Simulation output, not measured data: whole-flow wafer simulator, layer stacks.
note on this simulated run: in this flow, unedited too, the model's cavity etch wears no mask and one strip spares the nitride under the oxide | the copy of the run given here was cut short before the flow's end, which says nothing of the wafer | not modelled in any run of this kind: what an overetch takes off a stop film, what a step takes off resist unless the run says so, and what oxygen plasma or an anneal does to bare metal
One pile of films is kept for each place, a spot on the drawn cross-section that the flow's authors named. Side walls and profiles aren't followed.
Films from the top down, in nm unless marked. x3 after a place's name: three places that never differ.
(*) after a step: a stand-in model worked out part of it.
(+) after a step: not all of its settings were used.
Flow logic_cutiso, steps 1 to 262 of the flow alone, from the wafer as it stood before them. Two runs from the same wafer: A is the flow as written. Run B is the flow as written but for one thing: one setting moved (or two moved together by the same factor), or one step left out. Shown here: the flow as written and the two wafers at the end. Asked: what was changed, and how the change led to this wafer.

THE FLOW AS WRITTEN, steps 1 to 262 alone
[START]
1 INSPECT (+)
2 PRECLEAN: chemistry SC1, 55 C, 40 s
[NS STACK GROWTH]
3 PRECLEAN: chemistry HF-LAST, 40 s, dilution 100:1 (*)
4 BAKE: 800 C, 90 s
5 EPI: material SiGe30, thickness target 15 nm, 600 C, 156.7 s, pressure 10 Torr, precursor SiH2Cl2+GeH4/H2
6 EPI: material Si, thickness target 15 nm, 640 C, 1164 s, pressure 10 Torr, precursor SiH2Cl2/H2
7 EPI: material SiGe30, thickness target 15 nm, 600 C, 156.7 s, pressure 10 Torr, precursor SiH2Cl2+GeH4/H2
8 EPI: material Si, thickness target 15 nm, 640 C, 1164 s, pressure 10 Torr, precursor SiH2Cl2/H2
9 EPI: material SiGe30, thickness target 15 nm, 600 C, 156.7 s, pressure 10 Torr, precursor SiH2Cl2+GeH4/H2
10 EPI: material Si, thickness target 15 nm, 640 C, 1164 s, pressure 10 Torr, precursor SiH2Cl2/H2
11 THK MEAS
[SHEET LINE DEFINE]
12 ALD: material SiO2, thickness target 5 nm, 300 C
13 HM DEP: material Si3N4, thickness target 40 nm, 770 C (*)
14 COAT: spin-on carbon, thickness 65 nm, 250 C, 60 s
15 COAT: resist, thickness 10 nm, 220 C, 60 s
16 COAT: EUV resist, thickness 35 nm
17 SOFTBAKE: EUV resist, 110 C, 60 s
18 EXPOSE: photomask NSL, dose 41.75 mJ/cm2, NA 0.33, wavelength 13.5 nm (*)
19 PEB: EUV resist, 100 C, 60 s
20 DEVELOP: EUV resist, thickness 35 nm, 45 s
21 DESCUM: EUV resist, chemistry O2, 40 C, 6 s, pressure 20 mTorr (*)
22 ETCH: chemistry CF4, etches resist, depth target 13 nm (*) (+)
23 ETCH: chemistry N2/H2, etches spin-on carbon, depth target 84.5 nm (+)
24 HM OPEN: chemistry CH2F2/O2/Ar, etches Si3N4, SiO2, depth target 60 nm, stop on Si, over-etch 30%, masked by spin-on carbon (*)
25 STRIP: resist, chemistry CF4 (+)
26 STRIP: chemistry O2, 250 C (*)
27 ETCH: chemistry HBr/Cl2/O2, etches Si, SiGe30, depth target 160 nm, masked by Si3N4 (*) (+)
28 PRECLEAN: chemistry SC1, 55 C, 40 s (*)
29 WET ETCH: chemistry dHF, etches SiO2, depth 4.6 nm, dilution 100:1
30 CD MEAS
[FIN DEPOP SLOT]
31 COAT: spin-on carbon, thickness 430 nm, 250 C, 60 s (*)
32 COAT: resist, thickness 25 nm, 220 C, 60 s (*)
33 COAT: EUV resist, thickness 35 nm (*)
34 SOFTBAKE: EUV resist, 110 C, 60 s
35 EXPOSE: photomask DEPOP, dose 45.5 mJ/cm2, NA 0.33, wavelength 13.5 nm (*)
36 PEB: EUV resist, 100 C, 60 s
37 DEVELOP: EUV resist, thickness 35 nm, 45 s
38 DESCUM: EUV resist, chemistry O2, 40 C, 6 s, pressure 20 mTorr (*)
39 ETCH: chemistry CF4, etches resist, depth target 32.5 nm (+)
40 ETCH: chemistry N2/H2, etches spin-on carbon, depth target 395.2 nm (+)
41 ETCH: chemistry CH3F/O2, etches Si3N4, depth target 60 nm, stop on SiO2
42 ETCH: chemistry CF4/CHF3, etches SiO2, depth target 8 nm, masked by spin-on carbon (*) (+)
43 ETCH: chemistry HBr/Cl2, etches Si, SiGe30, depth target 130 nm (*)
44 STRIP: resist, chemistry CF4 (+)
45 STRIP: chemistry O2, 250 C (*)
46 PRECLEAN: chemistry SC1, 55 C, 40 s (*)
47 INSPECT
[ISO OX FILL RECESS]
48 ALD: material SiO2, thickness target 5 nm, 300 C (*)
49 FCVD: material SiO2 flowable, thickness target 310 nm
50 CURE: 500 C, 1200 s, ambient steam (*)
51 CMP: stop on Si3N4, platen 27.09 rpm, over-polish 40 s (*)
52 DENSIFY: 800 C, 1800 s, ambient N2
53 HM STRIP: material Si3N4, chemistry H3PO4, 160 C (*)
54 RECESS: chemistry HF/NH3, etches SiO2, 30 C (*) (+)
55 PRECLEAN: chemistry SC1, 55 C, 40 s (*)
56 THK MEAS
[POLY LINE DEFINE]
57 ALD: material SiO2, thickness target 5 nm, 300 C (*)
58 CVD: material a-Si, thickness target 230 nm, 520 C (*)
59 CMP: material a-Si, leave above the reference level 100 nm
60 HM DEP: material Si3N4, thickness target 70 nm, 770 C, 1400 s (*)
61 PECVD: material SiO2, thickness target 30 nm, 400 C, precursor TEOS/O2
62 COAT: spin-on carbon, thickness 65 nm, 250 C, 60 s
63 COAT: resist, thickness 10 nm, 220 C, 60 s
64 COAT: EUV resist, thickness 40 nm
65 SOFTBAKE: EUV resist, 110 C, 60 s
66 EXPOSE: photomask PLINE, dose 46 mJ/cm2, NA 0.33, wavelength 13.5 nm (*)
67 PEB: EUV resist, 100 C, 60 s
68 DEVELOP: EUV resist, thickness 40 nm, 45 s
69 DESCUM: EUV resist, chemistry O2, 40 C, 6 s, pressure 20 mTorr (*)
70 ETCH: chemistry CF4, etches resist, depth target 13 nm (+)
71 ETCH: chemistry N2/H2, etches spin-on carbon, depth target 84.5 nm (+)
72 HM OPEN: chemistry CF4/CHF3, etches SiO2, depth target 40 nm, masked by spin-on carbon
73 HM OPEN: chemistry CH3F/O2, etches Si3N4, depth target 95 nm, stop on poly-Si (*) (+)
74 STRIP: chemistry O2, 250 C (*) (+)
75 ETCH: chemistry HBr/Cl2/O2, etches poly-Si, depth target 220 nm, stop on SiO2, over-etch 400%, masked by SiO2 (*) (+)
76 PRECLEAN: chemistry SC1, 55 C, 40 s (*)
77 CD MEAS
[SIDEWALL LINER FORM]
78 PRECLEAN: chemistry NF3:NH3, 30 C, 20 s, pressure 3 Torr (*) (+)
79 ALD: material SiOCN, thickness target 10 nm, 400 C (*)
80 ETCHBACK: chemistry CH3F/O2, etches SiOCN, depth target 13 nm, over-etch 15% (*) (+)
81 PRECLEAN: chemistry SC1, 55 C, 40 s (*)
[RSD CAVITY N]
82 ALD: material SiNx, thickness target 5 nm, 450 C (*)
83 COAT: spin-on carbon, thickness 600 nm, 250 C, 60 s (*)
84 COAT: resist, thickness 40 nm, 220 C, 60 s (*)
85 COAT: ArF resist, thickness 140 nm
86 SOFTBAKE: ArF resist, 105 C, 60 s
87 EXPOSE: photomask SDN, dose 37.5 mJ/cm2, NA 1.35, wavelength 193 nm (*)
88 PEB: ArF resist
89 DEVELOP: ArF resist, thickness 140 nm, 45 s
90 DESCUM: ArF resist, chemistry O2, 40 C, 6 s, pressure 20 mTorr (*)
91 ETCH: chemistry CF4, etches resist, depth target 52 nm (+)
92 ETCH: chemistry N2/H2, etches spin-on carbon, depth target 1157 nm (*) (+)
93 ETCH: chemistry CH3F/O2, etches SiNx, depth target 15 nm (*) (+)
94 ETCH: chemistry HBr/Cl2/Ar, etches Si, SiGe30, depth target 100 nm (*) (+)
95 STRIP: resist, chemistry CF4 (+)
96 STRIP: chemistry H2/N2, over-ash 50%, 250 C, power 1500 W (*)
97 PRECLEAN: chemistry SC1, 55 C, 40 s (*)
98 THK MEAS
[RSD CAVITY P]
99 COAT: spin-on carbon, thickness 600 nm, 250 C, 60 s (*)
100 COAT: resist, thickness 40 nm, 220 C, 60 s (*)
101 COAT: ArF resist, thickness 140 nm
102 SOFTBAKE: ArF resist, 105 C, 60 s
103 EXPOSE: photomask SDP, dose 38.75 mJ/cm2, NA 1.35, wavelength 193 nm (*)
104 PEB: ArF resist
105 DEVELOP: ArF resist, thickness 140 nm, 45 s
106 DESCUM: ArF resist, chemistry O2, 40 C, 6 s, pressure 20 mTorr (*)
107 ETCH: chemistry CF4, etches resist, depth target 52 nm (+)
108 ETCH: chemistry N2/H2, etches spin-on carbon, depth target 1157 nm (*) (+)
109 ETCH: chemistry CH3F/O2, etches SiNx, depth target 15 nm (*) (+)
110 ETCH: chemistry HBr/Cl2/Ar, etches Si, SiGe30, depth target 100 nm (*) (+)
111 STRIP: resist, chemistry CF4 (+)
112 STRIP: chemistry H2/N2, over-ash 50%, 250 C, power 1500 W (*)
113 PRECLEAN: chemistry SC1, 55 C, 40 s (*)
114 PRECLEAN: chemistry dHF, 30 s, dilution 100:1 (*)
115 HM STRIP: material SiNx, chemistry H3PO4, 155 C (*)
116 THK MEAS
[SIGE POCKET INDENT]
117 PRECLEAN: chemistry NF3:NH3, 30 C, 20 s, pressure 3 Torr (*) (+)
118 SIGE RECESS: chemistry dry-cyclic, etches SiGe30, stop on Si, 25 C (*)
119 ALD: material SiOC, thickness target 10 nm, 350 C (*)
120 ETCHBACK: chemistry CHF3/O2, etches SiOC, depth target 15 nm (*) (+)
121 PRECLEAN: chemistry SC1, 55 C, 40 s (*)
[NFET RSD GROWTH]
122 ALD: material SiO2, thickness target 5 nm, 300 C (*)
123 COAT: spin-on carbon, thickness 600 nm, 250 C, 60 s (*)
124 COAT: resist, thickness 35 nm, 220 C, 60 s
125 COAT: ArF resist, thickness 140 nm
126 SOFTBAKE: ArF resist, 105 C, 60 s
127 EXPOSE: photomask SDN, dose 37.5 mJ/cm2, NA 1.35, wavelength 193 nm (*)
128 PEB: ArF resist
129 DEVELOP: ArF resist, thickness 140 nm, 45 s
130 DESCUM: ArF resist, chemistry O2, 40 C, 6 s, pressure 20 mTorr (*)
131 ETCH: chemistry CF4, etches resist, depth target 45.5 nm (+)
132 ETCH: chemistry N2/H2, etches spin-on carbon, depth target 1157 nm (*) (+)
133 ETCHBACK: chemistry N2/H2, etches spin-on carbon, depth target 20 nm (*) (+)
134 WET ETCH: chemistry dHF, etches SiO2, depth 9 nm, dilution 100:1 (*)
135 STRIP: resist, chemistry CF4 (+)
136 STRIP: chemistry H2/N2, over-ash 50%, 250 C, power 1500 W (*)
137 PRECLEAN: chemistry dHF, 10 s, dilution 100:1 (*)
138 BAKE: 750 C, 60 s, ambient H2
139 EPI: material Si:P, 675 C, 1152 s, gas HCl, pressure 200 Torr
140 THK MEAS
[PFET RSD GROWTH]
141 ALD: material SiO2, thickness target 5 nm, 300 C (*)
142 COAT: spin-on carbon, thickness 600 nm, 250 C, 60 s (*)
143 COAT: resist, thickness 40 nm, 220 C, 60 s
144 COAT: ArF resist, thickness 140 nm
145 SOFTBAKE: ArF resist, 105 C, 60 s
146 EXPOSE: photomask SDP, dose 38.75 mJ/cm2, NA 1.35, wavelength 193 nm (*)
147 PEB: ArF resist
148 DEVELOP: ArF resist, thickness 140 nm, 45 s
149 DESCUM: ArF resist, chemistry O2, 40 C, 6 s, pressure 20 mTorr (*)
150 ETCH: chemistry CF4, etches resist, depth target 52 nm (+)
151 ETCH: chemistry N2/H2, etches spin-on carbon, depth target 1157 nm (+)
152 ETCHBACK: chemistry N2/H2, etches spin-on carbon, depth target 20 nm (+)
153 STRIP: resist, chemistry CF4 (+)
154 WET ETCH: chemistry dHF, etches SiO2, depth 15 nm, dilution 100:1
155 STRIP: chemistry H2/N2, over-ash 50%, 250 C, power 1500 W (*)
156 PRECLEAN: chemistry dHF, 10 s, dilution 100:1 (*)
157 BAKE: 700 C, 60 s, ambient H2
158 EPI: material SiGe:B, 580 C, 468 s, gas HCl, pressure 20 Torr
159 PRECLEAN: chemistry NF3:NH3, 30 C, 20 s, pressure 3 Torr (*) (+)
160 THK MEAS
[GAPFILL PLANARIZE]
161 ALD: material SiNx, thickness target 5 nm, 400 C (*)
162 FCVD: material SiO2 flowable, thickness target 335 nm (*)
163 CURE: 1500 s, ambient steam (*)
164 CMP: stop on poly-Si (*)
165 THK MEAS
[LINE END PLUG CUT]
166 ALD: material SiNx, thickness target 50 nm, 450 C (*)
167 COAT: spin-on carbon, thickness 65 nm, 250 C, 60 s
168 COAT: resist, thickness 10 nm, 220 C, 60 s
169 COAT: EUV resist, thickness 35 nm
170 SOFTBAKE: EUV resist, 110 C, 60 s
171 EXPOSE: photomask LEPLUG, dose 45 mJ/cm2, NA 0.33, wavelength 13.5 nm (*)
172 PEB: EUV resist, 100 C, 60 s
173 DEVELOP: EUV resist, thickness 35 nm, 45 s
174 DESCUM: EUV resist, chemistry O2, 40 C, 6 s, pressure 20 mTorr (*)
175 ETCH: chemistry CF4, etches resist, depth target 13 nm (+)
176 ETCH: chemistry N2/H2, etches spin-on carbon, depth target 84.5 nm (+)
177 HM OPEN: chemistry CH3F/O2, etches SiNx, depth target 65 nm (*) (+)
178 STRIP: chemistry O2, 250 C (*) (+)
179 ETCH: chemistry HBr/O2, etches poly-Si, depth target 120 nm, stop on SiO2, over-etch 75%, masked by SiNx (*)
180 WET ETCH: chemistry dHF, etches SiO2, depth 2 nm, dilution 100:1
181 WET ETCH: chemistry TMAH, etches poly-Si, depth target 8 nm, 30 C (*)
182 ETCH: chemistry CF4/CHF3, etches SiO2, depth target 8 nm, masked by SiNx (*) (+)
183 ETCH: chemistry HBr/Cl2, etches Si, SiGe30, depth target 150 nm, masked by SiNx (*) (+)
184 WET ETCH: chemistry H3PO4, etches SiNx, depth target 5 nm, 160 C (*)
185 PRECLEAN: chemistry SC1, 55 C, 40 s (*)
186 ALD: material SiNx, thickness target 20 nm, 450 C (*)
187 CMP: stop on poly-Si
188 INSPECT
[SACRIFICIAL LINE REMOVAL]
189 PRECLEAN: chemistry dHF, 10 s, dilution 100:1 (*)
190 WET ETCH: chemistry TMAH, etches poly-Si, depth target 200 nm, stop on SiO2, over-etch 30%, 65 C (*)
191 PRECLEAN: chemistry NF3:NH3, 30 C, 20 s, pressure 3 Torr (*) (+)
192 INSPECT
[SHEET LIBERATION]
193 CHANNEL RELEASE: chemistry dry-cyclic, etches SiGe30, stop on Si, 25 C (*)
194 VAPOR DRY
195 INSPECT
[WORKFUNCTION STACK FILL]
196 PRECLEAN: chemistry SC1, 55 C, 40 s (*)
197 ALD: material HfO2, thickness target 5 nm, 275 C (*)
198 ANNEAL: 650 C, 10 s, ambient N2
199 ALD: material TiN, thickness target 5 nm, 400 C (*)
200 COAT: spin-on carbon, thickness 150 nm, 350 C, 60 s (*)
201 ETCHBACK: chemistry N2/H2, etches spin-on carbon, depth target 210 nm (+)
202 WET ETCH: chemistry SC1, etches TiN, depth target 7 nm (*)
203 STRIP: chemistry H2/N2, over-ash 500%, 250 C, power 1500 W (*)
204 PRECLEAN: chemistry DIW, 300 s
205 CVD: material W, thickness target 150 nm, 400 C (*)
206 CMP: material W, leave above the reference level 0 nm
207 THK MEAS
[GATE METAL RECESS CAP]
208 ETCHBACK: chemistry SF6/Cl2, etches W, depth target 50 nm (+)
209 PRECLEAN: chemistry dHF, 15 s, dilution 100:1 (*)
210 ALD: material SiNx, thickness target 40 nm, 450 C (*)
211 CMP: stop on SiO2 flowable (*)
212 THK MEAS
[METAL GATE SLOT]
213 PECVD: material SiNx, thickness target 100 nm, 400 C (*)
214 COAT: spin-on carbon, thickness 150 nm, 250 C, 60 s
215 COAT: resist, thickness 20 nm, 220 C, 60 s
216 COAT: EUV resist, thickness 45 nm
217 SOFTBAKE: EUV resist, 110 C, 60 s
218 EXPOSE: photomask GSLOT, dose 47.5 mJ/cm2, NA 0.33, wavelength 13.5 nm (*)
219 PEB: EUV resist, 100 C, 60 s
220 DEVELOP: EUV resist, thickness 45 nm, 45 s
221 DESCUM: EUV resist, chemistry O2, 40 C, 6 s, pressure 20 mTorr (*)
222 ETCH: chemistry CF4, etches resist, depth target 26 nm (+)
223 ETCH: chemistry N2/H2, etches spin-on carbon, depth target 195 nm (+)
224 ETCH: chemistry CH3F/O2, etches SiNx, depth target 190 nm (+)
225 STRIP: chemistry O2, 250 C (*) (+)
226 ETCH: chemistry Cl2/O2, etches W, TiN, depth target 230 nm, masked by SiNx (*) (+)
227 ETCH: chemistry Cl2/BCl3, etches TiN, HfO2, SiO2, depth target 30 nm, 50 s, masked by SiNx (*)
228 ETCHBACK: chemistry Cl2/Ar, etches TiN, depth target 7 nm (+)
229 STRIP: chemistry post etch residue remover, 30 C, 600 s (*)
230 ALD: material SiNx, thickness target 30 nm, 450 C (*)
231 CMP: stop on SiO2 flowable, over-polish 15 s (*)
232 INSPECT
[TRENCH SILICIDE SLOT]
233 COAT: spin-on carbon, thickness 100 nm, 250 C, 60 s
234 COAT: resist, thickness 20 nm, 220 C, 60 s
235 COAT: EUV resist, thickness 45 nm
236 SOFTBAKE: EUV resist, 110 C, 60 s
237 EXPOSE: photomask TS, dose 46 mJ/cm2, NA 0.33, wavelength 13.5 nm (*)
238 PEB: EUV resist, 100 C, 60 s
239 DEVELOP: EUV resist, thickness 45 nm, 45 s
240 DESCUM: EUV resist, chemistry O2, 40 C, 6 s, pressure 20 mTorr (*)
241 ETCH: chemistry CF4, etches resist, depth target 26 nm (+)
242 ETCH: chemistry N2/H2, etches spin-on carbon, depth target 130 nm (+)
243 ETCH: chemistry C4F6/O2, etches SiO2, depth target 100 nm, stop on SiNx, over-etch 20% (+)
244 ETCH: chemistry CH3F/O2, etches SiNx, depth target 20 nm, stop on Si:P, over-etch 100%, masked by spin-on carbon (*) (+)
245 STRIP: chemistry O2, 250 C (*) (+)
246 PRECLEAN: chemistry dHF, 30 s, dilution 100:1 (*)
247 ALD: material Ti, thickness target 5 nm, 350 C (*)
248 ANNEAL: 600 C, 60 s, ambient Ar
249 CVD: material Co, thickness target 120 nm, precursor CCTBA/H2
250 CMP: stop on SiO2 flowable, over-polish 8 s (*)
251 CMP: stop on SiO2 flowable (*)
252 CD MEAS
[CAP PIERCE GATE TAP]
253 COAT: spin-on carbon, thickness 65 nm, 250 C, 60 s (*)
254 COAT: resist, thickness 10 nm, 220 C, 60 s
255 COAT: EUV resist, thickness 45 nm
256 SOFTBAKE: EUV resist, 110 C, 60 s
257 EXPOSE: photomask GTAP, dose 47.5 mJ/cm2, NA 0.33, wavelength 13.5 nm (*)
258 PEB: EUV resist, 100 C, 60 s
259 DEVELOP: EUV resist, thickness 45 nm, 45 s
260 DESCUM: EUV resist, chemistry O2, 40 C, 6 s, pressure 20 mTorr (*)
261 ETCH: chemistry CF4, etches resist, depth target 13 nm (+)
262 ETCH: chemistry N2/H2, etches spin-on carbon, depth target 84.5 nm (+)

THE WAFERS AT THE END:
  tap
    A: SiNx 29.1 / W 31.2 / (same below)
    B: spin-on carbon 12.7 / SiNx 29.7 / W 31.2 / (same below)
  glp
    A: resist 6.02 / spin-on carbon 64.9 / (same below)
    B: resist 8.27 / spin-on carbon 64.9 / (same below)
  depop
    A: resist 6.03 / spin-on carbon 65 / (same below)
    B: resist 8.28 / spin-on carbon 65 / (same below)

The cause: step 262, ETCH: depth target 50.7 nm was run, where the flow has depth target 84.5 nm.

How the change led to this, step by step:
  262 ETCH: chemistry N2/H2, etches spin-on carbon, depth target 84.5 nm (+)
      tap: A spin-on carbon -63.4 (all of it), SiNx -0.59 | B spin-on carbon -50.7
      depop, dpovl, gfld and 18 more: A EUV resist -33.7 (all of it), resist -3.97 | B EUV resist -33.7 (all of it), resist -1.72
